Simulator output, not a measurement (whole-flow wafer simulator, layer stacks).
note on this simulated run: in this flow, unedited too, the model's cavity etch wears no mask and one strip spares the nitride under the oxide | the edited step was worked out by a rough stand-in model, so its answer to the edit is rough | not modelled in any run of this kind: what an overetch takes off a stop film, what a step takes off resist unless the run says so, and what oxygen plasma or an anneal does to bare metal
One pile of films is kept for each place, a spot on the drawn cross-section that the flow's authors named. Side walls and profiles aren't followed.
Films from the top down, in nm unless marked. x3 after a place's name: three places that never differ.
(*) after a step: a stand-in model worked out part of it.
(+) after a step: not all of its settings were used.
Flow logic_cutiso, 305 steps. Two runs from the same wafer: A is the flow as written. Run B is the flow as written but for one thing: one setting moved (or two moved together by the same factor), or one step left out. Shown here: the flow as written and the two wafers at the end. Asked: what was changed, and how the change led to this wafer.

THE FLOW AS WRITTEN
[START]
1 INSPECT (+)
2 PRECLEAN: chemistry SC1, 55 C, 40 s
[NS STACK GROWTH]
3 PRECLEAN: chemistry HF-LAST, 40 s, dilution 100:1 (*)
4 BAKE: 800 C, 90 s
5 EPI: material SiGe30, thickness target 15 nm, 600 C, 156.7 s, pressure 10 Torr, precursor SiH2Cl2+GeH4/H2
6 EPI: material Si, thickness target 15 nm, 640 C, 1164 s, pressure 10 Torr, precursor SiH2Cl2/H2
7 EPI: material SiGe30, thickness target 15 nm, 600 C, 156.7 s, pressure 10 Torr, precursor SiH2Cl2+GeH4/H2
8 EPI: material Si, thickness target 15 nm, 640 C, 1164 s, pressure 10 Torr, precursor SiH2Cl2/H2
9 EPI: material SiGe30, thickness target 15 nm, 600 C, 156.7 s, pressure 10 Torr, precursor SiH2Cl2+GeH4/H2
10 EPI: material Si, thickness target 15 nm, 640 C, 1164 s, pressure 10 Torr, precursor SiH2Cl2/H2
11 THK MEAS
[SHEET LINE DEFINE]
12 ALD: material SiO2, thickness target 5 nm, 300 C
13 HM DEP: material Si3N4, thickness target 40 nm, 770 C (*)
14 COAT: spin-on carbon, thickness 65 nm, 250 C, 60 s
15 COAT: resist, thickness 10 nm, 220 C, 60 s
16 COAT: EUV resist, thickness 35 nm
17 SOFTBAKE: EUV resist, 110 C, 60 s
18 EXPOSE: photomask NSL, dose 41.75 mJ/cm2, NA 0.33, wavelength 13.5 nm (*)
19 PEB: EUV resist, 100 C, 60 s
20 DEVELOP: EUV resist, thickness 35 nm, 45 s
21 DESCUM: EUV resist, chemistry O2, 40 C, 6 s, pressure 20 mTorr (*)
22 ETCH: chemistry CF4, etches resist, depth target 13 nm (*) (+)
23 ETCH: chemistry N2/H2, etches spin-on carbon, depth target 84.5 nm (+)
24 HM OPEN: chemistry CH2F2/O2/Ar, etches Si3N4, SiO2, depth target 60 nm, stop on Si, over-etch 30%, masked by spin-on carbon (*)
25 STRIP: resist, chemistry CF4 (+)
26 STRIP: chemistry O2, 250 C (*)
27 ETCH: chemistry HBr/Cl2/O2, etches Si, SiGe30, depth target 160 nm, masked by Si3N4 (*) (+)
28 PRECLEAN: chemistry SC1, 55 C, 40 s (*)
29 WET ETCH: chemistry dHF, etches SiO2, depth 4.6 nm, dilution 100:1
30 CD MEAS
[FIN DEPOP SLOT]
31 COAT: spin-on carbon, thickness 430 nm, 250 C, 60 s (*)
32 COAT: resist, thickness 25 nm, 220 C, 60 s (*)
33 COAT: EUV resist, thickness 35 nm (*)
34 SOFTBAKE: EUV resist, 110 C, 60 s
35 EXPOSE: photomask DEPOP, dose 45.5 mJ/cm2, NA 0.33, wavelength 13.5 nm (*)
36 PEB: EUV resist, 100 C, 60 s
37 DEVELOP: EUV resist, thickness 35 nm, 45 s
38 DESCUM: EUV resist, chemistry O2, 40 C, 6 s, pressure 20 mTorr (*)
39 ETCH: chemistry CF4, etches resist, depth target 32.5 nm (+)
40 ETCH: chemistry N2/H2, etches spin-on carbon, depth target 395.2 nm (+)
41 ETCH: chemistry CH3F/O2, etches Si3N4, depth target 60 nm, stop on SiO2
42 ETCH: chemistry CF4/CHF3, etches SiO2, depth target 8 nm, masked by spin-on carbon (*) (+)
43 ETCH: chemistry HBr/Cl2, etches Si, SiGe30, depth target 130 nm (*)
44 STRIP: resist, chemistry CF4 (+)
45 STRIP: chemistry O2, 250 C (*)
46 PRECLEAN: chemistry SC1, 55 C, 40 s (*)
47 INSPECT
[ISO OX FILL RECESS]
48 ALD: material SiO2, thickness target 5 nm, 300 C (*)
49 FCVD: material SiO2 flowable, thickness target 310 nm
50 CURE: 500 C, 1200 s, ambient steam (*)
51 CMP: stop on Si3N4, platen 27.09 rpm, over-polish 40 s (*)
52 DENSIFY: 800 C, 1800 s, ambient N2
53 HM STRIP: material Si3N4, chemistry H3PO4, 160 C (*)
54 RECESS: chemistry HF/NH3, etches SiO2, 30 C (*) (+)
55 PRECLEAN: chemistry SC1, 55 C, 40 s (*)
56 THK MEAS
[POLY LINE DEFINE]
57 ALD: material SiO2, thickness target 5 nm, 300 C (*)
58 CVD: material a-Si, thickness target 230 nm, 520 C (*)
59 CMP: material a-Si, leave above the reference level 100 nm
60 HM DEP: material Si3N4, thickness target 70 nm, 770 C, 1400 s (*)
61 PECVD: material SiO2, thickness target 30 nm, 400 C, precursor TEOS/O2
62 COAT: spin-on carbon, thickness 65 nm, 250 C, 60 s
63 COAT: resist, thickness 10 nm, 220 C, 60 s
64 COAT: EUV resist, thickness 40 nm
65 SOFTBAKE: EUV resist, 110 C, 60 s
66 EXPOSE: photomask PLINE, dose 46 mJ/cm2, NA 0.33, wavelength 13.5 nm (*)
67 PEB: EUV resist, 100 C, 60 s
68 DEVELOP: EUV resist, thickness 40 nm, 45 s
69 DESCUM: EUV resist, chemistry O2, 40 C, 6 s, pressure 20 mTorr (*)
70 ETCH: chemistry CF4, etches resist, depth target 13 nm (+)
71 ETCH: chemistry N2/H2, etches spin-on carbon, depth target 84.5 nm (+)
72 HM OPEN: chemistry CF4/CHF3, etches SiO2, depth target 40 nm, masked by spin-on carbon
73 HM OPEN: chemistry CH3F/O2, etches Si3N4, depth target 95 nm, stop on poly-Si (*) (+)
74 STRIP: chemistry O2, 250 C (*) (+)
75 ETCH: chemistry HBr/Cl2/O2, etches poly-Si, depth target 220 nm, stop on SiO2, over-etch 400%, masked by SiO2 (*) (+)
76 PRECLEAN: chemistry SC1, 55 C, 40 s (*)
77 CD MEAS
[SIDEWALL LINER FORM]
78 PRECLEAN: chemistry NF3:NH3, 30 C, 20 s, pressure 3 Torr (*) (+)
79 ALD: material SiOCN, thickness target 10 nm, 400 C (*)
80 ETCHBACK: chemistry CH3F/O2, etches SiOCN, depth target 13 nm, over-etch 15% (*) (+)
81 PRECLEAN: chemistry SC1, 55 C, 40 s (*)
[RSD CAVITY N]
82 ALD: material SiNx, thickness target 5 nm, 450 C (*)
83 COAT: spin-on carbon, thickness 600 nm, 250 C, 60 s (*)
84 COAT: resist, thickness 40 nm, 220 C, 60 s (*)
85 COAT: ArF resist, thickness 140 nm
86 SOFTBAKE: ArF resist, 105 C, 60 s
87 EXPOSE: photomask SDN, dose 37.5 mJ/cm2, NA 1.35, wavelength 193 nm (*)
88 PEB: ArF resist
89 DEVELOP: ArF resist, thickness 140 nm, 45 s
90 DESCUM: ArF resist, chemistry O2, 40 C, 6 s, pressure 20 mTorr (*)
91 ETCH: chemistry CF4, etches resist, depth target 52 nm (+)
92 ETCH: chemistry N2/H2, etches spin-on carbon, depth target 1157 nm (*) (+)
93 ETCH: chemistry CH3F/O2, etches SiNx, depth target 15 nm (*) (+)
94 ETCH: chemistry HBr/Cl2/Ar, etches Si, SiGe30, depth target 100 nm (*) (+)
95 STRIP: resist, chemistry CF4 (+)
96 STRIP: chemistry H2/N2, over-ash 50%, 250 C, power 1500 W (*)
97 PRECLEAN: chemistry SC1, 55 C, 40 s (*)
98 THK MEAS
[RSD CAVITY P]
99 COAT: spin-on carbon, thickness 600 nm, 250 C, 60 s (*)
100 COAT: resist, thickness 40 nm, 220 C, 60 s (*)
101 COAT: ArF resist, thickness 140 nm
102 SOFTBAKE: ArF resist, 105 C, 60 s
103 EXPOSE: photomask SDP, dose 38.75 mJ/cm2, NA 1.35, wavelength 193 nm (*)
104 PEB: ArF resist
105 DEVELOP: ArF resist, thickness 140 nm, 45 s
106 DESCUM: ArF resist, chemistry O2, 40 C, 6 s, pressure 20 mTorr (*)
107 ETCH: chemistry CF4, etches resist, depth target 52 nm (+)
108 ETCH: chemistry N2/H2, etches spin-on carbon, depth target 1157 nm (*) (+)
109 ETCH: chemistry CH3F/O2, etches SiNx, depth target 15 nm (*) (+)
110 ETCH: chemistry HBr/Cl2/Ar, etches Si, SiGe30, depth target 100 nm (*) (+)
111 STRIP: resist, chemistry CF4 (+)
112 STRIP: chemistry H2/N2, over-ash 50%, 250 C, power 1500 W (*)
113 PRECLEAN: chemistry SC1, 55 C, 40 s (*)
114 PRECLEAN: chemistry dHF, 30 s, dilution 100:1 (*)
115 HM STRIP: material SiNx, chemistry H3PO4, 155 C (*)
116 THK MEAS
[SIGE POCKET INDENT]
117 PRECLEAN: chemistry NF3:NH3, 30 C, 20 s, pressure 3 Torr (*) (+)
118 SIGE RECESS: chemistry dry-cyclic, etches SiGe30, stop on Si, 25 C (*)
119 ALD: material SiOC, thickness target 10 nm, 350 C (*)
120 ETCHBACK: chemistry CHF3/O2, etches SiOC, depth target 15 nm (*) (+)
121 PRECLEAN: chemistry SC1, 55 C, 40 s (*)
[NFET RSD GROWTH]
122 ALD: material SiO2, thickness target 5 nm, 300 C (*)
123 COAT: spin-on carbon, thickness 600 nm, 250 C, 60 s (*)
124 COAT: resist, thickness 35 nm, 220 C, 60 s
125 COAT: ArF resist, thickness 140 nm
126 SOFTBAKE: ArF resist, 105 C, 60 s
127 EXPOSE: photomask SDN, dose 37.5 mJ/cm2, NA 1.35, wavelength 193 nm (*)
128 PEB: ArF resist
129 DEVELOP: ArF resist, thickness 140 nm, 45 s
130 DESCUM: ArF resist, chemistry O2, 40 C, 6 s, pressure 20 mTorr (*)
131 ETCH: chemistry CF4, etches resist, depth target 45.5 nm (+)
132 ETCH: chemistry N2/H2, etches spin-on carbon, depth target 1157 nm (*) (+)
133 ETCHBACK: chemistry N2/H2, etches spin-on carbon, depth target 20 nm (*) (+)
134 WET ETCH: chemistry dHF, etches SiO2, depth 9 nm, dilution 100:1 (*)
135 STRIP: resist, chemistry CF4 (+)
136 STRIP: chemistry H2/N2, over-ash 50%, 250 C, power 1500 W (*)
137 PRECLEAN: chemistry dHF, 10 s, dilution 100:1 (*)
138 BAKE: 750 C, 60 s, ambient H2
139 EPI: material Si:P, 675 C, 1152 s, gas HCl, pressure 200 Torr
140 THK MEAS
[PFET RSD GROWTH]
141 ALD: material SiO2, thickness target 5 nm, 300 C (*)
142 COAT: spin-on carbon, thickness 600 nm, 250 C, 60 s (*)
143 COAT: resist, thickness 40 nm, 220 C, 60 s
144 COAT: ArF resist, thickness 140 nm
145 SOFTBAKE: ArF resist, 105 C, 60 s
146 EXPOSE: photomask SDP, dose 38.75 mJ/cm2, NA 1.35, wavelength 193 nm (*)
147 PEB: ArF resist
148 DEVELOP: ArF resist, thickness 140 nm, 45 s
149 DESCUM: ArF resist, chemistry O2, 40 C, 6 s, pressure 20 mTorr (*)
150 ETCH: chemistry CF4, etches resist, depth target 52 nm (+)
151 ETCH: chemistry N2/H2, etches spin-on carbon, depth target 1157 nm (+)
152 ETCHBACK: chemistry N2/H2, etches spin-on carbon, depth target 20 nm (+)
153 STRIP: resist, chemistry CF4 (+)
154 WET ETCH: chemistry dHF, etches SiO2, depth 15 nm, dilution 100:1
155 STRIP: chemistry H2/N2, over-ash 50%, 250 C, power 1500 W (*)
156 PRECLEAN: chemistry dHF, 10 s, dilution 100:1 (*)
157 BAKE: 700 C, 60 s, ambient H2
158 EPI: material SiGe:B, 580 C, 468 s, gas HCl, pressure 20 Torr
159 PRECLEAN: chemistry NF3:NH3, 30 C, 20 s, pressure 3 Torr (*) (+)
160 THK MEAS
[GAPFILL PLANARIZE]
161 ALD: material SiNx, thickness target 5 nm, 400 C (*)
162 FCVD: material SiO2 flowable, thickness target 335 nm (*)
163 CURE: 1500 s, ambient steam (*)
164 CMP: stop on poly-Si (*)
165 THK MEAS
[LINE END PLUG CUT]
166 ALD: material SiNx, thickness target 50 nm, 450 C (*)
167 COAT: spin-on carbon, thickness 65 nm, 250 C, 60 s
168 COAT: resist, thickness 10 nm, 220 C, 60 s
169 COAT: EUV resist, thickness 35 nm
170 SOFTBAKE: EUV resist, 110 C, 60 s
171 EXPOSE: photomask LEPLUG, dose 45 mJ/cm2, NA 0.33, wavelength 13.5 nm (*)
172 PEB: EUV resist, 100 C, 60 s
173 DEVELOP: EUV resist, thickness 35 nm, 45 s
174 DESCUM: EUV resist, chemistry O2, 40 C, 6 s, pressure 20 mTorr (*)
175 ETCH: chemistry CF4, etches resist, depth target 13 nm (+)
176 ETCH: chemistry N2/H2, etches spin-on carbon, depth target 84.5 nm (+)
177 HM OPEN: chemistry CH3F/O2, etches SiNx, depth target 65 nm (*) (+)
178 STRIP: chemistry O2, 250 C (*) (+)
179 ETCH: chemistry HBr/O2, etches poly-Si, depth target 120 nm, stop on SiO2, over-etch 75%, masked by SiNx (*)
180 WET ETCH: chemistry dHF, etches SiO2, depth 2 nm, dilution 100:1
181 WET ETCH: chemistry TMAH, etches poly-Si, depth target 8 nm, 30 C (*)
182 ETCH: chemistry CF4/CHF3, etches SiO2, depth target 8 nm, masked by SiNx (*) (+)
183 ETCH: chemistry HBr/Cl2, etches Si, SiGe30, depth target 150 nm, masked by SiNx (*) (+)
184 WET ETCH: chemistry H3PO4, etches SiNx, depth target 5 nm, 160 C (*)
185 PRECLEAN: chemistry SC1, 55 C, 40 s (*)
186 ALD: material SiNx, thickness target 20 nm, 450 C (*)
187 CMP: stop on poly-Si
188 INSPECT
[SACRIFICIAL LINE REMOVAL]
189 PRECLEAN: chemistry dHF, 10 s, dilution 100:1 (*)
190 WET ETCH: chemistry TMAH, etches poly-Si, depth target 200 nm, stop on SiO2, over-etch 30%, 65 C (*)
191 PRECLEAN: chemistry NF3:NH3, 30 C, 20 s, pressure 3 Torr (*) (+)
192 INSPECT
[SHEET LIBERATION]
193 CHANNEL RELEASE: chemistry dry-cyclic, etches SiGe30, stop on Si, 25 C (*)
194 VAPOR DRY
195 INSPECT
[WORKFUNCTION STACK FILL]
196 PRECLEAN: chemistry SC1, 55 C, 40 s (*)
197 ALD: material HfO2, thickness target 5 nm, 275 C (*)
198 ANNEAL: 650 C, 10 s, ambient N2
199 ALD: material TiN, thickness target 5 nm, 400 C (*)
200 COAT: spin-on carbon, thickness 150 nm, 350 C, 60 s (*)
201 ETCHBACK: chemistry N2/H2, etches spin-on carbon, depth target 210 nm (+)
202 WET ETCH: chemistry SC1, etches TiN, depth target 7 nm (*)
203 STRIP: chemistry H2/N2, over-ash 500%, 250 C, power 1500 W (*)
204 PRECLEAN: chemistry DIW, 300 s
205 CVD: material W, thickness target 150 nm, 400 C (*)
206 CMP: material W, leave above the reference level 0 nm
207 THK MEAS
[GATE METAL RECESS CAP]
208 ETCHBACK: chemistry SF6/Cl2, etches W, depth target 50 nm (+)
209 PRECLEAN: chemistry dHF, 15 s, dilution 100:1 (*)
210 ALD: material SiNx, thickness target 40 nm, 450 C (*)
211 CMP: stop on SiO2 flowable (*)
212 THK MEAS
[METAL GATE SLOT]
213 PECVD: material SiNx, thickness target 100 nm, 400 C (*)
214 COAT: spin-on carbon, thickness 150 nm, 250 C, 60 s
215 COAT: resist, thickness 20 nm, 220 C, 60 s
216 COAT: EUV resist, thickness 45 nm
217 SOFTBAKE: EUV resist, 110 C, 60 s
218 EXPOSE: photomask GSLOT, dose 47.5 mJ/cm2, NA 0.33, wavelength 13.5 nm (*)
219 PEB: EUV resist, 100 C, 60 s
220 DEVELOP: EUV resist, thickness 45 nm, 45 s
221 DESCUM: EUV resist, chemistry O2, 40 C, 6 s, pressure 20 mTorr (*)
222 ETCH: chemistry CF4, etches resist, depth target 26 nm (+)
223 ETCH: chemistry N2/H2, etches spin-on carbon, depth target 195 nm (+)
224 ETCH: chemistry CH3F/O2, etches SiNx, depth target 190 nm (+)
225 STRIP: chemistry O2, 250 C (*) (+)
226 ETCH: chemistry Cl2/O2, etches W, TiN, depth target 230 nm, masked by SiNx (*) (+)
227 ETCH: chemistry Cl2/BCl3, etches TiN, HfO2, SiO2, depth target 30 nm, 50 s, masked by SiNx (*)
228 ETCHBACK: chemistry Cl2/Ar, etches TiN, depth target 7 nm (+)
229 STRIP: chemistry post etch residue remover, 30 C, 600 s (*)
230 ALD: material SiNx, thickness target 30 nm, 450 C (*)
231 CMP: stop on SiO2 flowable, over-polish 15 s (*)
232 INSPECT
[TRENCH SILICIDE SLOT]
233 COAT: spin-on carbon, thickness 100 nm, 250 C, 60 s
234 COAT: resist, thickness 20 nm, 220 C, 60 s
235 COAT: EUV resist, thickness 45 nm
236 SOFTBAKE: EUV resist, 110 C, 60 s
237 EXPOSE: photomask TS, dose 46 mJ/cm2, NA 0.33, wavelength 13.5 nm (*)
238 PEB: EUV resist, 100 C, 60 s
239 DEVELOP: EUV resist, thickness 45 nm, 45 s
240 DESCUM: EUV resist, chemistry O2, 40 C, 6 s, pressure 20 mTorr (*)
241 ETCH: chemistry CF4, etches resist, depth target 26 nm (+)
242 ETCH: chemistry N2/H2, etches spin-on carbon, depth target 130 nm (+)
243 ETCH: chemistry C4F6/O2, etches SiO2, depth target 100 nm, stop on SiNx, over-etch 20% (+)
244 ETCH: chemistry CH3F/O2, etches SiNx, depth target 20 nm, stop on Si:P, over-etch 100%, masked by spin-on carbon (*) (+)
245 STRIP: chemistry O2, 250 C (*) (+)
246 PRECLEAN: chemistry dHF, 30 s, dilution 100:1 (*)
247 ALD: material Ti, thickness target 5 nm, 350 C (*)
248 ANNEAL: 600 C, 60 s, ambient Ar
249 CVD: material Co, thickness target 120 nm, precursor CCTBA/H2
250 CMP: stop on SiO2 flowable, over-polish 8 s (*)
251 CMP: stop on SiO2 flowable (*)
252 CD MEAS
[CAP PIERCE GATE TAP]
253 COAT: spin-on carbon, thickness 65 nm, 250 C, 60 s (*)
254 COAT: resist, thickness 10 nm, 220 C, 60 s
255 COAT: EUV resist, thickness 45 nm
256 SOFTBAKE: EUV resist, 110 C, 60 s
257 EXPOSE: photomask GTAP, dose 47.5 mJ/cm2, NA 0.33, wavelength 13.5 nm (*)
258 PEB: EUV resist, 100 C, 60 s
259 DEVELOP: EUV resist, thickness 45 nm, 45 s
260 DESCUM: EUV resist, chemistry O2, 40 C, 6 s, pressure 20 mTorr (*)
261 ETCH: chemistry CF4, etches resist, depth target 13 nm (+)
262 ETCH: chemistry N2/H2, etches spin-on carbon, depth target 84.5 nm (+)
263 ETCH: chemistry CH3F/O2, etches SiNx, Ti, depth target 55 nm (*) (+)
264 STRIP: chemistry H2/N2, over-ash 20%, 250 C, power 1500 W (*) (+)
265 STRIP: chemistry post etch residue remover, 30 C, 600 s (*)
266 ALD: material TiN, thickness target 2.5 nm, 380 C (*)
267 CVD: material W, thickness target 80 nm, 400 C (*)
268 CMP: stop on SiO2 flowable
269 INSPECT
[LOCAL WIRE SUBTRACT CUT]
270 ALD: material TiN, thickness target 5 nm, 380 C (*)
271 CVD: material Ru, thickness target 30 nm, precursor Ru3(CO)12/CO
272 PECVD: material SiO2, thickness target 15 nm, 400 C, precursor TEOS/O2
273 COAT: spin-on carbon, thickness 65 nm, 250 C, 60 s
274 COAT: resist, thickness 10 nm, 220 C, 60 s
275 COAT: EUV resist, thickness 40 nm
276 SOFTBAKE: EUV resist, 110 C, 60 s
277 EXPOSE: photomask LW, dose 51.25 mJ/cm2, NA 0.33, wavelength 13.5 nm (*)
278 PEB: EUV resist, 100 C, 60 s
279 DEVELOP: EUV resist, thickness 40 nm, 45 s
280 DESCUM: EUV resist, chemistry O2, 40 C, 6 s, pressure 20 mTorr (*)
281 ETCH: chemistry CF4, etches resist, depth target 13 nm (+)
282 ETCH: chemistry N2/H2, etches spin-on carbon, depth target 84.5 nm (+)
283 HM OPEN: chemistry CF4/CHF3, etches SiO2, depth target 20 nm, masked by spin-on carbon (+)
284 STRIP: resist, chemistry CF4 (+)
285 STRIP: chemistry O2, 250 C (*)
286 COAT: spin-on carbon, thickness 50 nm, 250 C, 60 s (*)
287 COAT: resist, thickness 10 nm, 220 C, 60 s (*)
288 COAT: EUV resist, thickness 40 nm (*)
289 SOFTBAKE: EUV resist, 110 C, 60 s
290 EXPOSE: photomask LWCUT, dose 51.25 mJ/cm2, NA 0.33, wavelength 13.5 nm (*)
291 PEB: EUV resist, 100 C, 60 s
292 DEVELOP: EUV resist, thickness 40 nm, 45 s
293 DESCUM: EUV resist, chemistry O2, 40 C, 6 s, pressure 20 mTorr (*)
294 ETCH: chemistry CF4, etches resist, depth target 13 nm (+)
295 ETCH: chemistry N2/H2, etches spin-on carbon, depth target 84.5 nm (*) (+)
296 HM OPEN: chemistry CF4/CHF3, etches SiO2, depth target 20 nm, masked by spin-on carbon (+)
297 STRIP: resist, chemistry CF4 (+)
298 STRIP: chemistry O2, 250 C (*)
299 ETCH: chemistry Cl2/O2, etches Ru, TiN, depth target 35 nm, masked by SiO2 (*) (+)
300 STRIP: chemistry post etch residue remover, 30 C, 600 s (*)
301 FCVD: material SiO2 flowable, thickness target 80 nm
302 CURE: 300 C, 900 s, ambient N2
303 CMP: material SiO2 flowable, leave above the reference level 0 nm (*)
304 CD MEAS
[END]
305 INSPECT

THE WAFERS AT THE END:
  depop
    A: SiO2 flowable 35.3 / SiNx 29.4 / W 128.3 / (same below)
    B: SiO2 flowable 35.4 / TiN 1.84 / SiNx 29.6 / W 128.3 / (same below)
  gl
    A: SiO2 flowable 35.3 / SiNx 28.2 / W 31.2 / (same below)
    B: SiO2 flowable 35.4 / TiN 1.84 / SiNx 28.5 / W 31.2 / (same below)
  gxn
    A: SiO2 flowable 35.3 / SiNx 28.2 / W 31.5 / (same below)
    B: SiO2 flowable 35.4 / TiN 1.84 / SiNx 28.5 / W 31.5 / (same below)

The cause: step 270, ALD: thickness target 7.2 nm was run, where the flow has thickness target 5 nm.

How the change led to this, step by step:
  270 ALD: material TiN, thickness target 5 nm, 380 C (*)
      depop, dpovl, gfld and 19 more: A TiN +5 (new film) | B TiN +7.2 (new film)
  299 ETCH: chemistry Cl2/O2, etches Ru, TiN, depth target 35 nm, masked by SiO2 (*) (+)
      depop, dpovl, gfld and 14 more: A Ru -29.6 (all of it), TiN -5 (all of it) | B Ru -29.6 (all of it), TiN -5.36
      rsdw: A Ru -29.6 (all of it), TiN -5 (all of it) | B Ru -29.6 (all of it), TiN -5.35
  301 FCVD: material SiO2 flowable, thickness target 80 nm
      iso, rsdx: A SiO2 flowable +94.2 | B SiO2 flowable +94.3 (new film)
Counting metal films that touch as one body, depop has 2 bodies (between them, from the top down: SiNx 29.6); the flow as written gives 1 body.
Counting metal films that touch as one body, gl has 5 bodies (between them, from the top down: SiNx 28.5; HfO2 5 / chemical SiO2 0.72 / Si 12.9 / chemical SiO2 0.8 / HfO2 5; HfO2 5 / chemical SiO2 0.8 / Si 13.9 / chemical SiO2 0.8 / HfO2 5; HfO2 5 / chemical SiO2 0.8 / Si 13.9 / chemical SiO2 0.8 / HfO2 5); the flow as written gives 4 bodies (between them, from the top down: HfO2 5 / chemical SiO2 0.72 / Si 12.9 / chemical SiO2 0.8 / HfO2 5; HfO2 5 / chemical SiO2 0.8 / Si 13.9 / chemical SiO2 0.8 / HfO2 5; HfO2 5 / chemical SiO2 0.8 / Si 13.9 / chemical SiO2 0.8 / HfO2 5).
Counting metal films that touch as one body, gxn has 5 bodies (between them, from the top down: SiNx 28.5; HfO2 5 / chemical SiO2 0.72 / Si 12.9 / chemical SiO2 0.8 / HfO2 5; HfO2 5 / chemical SiO2 0.8 / Si 13.9 / chemical SiO2 0.8 / HfO2 5; HfO2 5 / chemical SiO2 0.8 / Si 13.9 / chemical SiO2 0.8 / HfO2 5); the flow as written gives 4 bodies (between them, from the top down: HfO2 5 / chemical SiO2 0.72 / Si 12.9 / chemical SiO2 0.8 / HfO2 5; HfO2 5 / chemical SiO2 0.8 / Si 13.9 / chemical SiO2 0.8 / HfO2 5; HfO2 5 / chemical SiO2 0.8 / Si 13.9 / chemical SiO2 0.8 / HfO2 5).
